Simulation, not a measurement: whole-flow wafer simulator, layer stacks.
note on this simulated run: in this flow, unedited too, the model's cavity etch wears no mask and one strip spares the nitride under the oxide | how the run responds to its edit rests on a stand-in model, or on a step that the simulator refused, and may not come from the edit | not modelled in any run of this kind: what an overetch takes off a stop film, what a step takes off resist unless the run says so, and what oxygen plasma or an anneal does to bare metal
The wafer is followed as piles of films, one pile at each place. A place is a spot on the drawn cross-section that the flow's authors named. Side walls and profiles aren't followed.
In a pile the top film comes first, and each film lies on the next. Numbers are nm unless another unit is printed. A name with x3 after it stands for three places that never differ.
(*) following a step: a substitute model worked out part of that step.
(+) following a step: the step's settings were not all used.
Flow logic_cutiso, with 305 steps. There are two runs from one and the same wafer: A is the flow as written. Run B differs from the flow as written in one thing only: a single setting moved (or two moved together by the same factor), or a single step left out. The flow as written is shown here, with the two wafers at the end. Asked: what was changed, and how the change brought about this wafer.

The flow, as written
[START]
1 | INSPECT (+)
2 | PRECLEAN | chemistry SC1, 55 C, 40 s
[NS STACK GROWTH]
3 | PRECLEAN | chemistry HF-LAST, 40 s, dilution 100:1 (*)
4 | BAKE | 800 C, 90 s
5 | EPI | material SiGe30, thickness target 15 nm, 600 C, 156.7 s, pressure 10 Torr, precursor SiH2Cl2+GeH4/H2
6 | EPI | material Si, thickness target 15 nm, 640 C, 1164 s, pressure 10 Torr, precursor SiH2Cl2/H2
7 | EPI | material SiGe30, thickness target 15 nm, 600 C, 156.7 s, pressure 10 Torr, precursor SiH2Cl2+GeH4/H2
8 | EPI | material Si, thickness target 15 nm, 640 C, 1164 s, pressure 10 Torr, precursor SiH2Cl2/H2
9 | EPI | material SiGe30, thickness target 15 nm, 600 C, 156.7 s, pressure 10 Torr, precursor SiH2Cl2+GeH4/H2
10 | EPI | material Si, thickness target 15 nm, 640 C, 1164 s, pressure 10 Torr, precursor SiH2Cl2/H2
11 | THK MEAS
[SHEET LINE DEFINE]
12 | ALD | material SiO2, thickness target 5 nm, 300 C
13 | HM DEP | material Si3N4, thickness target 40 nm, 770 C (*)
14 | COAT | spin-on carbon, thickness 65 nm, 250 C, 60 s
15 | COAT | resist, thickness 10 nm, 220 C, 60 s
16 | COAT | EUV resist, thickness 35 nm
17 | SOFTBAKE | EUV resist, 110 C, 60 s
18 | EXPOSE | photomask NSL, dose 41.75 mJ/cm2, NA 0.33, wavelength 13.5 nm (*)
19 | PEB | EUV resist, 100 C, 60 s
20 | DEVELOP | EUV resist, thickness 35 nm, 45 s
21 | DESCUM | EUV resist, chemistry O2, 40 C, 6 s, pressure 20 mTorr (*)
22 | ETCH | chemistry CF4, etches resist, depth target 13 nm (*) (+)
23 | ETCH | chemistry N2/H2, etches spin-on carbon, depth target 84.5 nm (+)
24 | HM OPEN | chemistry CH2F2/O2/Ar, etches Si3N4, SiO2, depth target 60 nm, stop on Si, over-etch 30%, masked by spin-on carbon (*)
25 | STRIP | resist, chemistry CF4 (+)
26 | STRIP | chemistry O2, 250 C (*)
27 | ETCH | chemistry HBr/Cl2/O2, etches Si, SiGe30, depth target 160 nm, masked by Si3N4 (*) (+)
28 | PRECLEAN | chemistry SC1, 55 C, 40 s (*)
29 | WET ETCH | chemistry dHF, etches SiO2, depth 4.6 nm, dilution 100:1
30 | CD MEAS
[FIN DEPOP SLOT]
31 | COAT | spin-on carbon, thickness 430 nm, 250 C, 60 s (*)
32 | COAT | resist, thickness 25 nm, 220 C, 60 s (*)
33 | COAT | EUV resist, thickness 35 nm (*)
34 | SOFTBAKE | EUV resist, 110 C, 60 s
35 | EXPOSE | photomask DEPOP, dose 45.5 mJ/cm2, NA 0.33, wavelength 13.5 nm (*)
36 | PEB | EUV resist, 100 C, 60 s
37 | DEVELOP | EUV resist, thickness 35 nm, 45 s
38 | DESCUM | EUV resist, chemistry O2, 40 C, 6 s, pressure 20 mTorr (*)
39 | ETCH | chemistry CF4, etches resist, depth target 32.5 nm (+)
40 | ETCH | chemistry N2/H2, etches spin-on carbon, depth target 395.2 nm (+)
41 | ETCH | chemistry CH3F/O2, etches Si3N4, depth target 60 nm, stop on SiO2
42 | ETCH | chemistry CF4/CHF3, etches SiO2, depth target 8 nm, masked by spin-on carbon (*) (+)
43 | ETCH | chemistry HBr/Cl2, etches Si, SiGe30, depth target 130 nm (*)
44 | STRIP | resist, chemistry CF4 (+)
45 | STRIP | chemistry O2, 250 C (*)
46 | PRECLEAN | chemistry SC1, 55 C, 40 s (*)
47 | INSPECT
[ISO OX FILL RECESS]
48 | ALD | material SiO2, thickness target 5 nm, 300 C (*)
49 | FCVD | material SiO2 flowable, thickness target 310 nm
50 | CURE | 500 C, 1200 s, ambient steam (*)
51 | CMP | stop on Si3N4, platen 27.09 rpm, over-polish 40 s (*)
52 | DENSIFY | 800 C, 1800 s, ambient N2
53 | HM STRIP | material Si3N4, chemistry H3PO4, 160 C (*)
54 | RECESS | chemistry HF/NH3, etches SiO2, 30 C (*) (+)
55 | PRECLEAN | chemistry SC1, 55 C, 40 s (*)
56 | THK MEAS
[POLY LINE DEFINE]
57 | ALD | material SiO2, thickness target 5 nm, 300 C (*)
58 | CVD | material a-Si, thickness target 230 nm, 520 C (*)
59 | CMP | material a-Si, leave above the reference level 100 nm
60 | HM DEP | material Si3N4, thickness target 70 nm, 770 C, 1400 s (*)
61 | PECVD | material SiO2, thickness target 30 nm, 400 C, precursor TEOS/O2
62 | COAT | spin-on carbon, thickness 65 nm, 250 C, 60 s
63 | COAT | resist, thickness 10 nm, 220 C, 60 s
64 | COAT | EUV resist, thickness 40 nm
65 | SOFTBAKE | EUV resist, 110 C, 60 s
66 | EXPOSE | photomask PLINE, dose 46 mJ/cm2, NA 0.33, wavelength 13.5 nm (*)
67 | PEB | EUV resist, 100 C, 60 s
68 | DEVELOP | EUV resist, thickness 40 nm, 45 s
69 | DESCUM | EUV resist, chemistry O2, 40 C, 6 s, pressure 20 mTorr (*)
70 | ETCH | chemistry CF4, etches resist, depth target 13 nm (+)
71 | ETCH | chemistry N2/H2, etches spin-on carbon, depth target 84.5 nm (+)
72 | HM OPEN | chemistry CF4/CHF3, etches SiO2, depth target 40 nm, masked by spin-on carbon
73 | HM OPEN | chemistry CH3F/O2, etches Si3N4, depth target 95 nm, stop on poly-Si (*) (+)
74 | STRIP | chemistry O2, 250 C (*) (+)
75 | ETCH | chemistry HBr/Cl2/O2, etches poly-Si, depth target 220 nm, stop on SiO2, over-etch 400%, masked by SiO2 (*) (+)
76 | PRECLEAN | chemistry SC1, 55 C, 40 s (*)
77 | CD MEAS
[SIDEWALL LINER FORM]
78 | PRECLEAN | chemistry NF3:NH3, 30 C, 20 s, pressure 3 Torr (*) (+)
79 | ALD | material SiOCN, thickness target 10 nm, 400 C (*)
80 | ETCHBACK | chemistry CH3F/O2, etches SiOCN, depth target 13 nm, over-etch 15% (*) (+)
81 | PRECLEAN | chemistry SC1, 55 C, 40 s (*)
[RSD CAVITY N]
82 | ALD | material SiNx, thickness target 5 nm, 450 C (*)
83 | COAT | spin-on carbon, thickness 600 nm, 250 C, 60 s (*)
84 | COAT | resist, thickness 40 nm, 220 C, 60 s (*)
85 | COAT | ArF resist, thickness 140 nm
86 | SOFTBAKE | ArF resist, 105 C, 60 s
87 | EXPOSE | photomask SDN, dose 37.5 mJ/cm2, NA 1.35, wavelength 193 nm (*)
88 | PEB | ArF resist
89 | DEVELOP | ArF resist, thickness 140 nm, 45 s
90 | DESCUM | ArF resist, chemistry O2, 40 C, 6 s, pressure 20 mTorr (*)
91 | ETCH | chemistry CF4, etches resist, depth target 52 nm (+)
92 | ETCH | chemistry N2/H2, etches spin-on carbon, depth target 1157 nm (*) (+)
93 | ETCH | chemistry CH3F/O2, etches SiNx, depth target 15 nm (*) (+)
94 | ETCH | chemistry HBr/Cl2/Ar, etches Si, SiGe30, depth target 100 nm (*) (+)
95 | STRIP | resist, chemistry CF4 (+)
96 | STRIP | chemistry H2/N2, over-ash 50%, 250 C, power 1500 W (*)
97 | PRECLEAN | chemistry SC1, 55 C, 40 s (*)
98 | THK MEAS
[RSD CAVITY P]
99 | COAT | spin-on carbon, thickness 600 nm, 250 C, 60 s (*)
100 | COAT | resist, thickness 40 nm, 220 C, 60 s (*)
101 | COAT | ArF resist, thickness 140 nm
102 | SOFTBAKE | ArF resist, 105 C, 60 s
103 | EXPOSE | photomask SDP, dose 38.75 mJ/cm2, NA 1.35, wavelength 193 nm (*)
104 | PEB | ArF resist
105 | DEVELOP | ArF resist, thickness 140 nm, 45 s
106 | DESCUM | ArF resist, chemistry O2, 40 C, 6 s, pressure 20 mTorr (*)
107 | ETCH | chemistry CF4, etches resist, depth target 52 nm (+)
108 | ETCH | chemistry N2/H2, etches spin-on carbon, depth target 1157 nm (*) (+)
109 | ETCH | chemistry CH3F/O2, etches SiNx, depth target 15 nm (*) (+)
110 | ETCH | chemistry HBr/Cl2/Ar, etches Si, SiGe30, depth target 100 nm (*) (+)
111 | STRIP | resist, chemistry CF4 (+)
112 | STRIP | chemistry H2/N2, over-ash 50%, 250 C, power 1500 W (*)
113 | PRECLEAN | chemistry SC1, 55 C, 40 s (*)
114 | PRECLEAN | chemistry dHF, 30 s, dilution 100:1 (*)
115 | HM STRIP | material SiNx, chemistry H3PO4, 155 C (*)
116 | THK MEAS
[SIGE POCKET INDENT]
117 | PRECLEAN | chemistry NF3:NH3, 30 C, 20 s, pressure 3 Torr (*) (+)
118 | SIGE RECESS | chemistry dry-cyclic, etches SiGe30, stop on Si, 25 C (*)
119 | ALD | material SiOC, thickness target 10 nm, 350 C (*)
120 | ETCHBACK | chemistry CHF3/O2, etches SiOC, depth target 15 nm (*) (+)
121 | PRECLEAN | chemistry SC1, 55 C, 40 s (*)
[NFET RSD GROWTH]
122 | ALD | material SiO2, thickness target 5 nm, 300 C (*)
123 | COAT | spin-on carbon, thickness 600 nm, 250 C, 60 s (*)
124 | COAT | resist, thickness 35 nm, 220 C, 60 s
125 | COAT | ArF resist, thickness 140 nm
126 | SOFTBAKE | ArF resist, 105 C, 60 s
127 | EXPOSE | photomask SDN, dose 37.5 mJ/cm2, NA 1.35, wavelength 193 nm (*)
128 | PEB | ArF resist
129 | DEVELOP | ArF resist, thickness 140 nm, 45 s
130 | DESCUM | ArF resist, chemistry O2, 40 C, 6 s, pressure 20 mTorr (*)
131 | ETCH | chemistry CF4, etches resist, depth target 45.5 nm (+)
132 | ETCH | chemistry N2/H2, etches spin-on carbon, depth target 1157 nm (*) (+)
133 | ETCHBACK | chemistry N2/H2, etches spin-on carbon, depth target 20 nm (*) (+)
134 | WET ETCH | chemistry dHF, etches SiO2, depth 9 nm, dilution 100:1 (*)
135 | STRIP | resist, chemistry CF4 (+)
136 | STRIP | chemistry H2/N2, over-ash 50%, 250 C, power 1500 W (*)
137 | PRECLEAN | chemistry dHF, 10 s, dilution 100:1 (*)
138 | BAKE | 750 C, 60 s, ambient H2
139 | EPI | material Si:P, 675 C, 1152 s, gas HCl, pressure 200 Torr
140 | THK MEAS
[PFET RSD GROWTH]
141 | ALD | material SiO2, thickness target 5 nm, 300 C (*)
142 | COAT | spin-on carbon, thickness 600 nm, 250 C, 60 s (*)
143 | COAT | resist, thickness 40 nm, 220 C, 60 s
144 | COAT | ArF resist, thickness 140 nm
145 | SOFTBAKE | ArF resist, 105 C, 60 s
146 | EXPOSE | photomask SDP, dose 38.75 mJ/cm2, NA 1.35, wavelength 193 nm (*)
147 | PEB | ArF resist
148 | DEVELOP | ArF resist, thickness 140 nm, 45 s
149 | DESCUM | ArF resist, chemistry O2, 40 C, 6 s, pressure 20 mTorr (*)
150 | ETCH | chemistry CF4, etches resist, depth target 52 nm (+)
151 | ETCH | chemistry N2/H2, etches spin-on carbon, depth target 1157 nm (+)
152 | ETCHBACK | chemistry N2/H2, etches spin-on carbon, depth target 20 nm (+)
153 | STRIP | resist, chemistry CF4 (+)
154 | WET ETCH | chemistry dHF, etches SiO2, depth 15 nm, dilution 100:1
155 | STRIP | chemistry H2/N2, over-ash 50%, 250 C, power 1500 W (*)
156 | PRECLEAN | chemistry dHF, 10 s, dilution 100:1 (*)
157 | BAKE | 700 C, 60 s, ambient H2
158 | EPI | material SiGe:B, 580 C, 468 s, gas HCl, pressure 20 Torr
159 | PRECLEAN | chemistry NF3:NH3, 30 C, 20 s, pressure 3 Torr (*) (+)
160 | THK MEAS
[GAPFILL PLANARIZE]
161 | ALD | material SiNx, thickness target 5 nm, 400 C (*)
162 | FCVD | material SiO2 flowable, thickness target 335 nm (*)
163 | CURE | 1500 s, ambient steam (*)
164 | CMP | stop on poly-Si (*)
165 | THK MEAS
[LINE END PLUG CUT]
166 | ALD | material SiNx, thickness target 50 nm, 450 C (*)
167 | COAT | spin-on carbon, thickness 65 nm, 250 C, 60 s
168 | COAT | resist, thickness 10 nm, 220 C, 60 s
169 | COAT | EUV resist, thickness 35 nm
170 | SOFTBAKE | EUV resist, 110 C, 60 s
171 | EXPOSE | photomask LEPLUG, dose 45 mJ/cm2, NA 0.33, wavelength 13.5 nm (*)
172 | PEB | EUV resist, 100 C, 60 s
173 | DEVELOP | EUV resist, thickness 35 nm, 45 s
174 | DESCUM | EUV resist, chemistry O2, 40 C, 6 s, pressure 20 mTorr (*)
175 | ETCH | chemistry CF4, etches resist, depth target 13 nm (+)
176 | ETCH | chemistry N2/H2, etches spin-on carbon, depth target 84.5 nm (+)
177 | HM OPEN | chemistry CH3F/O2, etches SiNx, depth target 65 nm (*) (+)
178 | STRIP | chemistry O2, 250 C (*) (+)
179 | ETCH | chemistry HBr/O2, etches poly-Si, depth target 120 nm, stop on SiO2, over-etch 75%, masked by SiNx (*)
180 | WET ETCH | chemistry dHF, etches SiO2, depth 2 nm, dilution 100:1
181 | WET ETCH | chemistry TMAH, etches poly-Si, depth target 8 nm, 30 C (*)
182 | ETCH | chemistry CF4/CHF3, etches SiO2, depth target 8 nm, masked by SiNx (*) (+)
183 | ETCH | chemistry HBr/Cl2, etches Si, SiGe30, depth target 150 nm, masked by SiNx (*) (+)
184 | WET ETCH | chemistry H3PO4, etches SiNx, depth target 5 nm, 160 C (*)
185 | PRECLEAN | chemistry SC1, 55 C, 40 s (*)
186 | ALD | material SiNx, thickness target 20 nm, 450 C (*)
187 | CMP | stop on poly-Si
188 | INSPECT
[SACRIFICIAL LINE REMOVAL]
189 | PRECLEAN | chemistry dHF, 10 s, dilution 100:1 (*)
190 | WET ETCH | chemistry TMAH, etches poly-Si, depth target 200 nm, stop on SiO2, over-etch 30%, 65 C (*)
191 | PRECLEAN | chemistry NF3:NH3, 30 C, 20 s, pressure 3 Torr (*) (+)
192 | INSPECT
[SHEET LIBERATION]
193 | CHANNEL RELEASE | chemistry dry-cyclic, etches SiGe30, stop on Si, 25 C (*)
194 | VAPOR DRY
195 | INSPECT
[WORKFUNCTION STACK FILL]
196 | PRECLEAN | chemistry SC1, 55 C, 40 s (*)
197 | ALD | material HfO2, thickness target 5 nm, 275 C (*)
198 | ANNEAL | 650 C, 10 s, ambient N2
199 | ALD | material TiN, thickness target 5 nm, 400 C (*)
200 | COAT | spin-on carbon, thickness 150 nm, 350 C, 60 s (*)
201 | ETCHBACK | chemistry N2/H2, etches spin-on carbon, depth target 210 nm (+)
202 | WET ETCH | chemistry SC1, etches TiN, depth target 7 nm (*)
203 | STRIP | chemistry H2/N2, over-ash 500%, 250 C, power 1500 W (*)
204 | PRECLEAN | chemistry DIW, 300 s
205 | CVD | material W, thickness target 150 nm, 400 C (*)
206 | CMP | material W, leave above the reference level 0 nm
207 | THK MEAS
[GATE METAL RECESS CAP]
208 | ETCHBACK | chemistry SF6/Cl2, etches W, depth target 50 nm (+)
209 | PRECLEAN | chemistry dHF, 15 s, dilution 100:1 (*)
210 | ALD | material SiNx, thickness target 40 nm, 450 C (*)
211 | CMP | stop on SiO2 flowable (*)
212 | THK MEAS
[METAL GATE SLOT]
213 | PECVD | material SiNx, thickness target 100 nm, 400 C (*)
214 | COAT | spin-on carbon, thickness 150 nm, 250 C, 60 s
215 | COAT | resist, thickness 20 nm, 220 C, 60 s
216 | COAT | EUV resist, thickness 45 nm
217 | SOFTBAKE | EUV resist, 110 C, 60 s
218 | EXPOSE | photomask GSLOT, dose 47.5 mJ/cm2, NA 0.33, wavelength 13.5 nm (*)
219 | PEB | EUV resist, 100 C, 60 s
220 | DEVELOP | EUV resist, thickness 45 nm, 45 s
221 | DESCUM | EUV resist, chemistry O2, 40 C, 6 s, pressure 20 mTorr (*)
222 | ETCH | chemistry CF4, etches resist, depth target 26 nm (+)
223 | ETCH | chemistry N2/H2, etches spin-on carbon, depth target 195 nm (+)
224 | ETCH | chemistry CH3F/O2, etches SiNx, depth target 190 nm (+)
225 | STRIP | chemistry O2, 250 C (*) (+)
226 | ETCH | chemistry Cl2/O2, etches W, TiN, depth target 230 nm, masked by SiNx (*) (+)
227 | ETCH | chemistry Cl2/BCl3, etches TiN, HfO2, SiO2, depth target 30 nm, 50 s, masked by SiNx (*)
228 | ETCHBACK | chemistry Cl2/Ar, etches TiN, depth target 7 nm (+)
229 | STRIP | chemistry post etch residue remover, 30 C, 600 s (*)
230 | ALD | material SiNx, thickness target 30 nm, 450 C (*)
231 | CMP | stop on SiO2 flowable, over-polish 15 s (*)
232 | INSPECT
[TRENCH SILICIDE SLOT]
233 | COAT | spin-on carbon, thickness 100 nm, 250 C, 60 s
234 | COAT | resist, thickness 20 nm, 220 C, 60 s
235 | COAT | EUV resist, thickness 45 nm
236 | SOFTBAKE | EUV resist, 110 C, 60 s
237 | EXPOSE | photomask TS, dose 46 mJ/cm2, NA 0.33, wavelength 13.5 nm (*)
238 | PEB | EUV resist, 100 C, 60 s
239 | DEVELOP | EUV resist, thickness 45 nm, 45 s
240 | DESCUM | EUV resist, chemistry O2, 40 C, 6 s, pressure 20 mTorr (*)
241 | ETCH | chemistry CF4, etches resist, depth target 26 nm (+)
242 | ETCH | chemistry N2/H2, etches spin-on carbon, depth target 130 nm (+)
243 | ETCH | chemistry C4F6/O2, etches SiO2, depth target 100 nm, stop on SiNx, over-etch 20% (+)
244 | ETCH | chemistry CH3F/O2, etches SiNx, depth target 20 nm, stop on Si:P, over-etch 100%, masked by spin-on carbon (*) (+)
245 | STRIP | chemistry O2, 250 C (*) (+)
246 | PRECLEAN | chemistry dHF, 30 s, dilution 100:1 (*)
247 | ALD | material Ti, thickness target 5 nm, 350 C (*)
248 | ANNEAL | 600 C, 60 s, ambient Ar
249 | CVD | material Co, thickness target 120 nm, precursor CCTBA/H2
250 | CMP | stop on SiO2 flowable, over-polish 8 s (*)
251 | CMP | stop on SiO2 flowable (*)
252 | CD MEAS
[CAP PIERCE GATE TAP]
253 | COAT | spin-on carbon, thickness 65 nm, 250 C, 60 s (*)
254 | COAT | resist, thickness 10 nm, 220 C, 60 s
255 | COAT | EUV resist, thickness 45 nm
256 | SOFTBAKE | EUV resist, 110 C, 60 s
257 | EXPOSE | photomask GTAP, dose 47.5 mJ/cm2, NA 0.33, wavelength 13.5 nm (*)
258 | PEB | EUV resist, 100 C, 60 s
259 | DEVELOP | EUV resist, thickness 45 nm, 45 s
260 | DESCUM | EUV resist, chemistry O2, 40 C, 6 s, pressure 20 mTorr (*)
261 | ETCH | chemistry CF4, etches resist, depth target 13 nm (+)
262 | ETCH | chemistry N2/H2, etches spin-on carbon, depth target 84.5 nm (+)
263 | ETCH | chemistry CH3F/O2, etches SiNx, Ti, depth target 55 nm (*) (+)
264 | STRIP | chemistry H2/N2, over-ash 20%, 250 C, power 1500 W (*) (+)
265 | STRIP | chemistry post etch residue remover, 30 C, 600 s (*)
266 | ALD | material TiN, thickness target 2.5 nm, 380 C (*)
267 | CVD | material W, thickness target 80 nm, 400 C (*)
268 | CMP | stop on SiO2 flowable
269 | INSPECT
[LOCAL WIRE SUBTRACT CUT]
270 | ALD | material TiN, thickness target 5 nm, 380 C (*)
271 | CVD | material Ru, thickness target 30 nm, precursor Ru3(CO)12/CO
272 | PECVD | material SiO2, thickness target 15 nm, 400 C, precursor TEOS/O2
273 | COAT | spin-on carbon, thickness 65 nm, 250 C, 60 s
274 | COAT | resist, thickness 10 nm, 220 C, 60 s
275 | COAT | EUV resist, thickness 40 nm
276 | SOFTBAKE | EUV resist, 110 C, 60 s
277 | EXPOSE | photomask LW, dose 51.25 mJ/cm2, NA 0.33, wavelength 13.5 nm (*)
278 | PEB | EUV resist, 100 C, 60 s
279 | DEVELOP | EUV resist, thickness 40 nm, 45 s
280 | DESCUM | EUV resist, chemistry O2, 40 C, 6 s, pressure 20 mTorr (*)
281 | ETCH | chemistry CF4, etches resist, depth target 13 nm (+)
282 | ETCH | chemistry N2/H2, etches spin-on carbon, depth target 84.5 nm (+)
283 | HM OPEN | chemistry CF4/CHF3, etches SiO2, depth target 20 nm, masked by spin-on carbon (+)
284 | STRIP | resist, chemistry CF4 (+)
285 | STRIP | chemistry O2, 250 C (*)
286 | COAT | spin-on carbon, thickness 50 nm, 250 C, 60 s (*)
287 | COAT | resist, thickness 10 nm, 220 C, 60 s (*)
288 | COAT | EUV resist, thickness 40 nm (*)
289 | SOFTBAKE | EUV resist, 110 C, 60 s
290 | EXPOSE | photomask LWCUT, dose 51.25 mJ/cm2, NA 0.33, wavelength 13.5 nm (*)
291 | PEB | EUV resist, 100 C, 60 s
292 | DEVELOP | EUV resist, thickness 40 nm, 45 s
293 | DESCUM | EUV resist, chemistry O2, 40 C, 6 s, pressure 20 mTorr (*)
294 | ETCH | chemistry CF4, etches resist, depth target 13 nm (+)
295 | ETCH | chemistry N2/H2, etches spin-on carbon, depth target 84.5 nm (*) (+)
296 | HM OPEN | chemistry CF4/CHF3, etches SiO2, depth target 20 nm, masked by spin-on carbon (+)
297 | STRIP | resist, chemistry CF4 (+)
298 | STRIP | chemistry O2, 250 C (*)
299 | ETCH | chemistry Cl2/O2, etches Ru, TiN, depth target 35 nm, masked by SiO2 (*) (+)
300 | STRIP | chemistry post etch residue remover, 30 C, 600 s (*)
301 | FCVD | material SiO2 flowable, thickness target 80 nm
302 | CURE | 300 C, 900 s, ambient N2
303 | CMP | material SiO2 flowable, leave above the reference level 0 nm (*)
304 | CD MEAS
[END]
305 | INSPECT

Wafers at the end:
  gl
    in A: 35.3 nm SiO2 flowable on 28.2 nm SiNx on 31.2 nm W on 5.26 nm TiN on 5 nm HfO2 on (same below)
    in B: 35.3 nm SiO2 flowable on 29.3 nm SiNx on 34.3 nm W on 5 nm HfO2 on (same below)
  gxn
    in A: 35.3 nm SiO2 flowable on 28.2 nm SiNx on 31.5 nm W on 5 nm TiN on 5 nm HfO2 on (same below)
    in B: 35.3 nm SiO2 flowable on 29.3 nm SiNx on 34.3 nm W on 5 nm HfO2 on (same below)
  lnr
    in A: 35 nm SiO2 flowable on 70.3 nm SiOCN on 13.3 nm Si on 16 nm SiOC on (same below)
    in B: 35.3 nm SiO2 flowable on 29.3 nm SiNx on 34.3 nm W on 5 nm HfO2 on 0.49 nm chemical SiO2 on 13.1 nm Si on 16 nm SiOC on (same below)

Cause: step 75, ETCH: chemistry HBr/Cl2/O2, etches poly-Si, depth target 220 nm, stop on SiO2, over-etch 400%, masked by SiO2 (*) (+), was not run.

The path from the change to this, step by step:
  78 | PRECLEAN | chemistry NF3:NH3, 30 C, 20 s, pressure 3 Torr (*) (+)
      iso, lnri: A SiO2 loses 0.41 (all of it), SiO2 flowable loses 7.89 | B chemical SiO2 loses 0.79 (all of it)
  80 | ETCHBACK | chemistry CH3F/O2, etches SiOCN, depth target 13 nm, over-etch 15% (*) (+)
      rsdn, rsdp, rsdw, rsdx: A SiOCN loses 10 (all of it), Si loses 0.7 | B SiOCN loses 10 (all of it), poly-Si loses 0.7
      iso: A SiOCN loses 10 (all of it), SiO2 flowable loses 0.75 | B SiOCN loses 10 (all of it), poly-Si loses 0.7
      (also at 4 further places)
  83 | COAT | spin-on carbon, thickness 600 nm, 250 C, 60 s (*)
      gl, glp, gxn, gxp, plug, tap: A spin-on carbon gains 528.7 (new film) | B spin-on carbon gains 568.6 (new film)
      lnr, lnri, lnrp, lnrt: A spin-on carbon gains 530.9 (new film) | B spin-on carbon gains 570.9 (new film)
      (also at 7 further places)
  92 | ETCH | chemistry N2/H2, etches spin-on carbon, depth target 1157 nm (*) (+)
      depop, dpovl, gfld and 12 more: A ArF resist loses 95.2 (all of it), resist loses 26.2 | B ArF resist loses 95.2 (all of it), resist loses 28.3
      gl, gxn, tap: A spin-on carbon loses 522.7 (all of it), SiNx loses 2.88 | B spin-on carbon loses 562.6 (all of it), SiNx loses 3.1
      (also at 4 further places)
  93 | ETCH | chemistry CH3F/O2, etches SiNx, depth target 15 nm (*) (+)
      rsdn, rsdx: A SiNx loses 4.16 (all of it) | B SiNx loses 2.91 (all of it)
  94 | ETCH | chemistry HBr/Cl2/Ar, etches Si, SiGe30, depth target 100 nm (*) (+)
      rsdn, rsdx: A chemical SiO2 loses 0.49 (all of it), Si loses 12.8 (all of it), SiGe30 loses 15 (all of it), Si loses 15 (all of it), SiGe30 loses 15 (all of it), Si loses 15 (all of it), SiGe30 loses 15 (all of it), Si loses 12.2 | B chemical SiO2 loses 0.49 (all of it), poly-Si loses 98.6 (all of it)
  95 | STRIP | resist, chemistry CF4 (+)
      depop, dpovl, gfld and 10 more: A resist loses 13 (all of it) | B resist loses 11.1 (all of it)
      lnrp, plug: A resist loses 12.9 (all of it) | B resist loses 11.1 (all of it)
  96 | STRIP | chemistry H2/N2, over-ash 50%, 250 C, power 1500 W (*)
      glp, gxp, plug: A spin-on carbon loses 528.7 (all of it) | B spin-on carbon loses 568.6 (all of it)
      gfld, gxf: A spin-on carbon loses 528.6 (all of it) | B spin-on carbon loses 568.6 (all of it)
      (also at 5 further places)
  99 | COAT | spin-on carbon, thickness 600 nm, 250 C, 60 s (*)
      glp, gxp: A spin-on carbon gains 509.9 (new film) | B spin-on carbon gains 550.1 (new film)
      lnr, lnrt: A spin-on carbon gains 517.6 (new film) | B spin-on carbon gains 557.5 (new film)
      (also at 13 further places)
  108 | ETCH | chemistry N2/H2, etches spin-on carbon, depth target 1157 nm (*) (+)
      depop, dpovl, gfld and 14 more: A ArF resist loses 95.2 (all of it), resist loses 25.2 | B ArF resist loses 95.2 (all of it), resist loses 27.3
      glp: A spin-on carbon loses 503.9 (all of it), SiNx loses 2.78 | B spin-on carbon loses 544 (all of it), SiNx loses 2.99
      (also at 4 further places)
  109 | ETCH | chemistry CH3F/O2, etches SiNx, depth target 15 nm (*) (+)
      rsdp: A SiNx loses 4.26 (all of it) | B SiNx loses 3 (all of it)
      rsdw: A SiNx loses 4.26 (all of it) | B SiNx loses 3.01 (all of it)
  110 | ETCH | chemistry HBr/Cl2/Ar, etches Si, SiGe30, depth target 100 nm (*) (+)
      rsdp, rsdw: A chemical SiO2 loses 0.49 (all of it), Si loses 12.8 (all of it), SiGe30 loses 15 (all of it), Si loses 15 (all of it), SiGe30 loses 15 (all of it), Si loses 15 (all of it), SiGe30 loses 15 (all of it), Si loses 12.2 | B chemical SiO2 loses 0.49 (all of it), poly-Si loses 98.6 (all of it)
  111 | STRIP | resist, chemistry CF4 (+)
      depop, dpovl, isow, ns, nsgap, plug, tap: A resist loses 14 (all of it) | B resist loses 12.1 (all of it)
      gl, gxf, gxn, lnr, rsdx: A resist loses 14.1 (all of it) | B resist loses 12.1 (all of it)
      (also at 5 further places)
  112 | STRIP | chemistry H2/N2, over-ash 50%, 250 C, power 1500 W (*)
      lnr, lnrt: A spin-on carbon loses 517.6 (all of it) | B spin-on carbon loses 557.5 (all of it)
      rsdn, rsdx: A spin-on carbon loses 802.8 (all of it) | B spin-on carbon loses 746.3 (all of it)
      (also at 8 further places)
  114 | PRECLEAN | chemistry dHF, 30 s, dilution 100:1 (*)
      rsdn, rsdx: A chemical SiO2 loses 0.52 (all of it) | B SiO2 loses 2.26
      rsdp, rsdw: A chemical SiO2 loses 0.49 (all of it) | B SiO2 loses 2.26
  117 | PRECLEAN | chemistry NF3:NH3, 30 C, 20 s, pressure 3 Torr (*) (+)
      rsdn, rsdp, rsdw, rsdx: A chemical SiO2 loses 0.5 (all of it) | B SiO2 loses 1.74
      iso: A SiO2 flowable loses 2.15 | B chemical SiO2 loses 0.5 (all of it)
  ... another 47 steps ...
  301 | FCVD | material SiO2 flowable, thickness target 80 nm
      iso: A SiO2 flowable gains 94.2 | B SiO2 flowable gains 94.3 (new film)
If metal films that touch count as one body, lnr has 1 body; the flow as written gives 0 bodies.
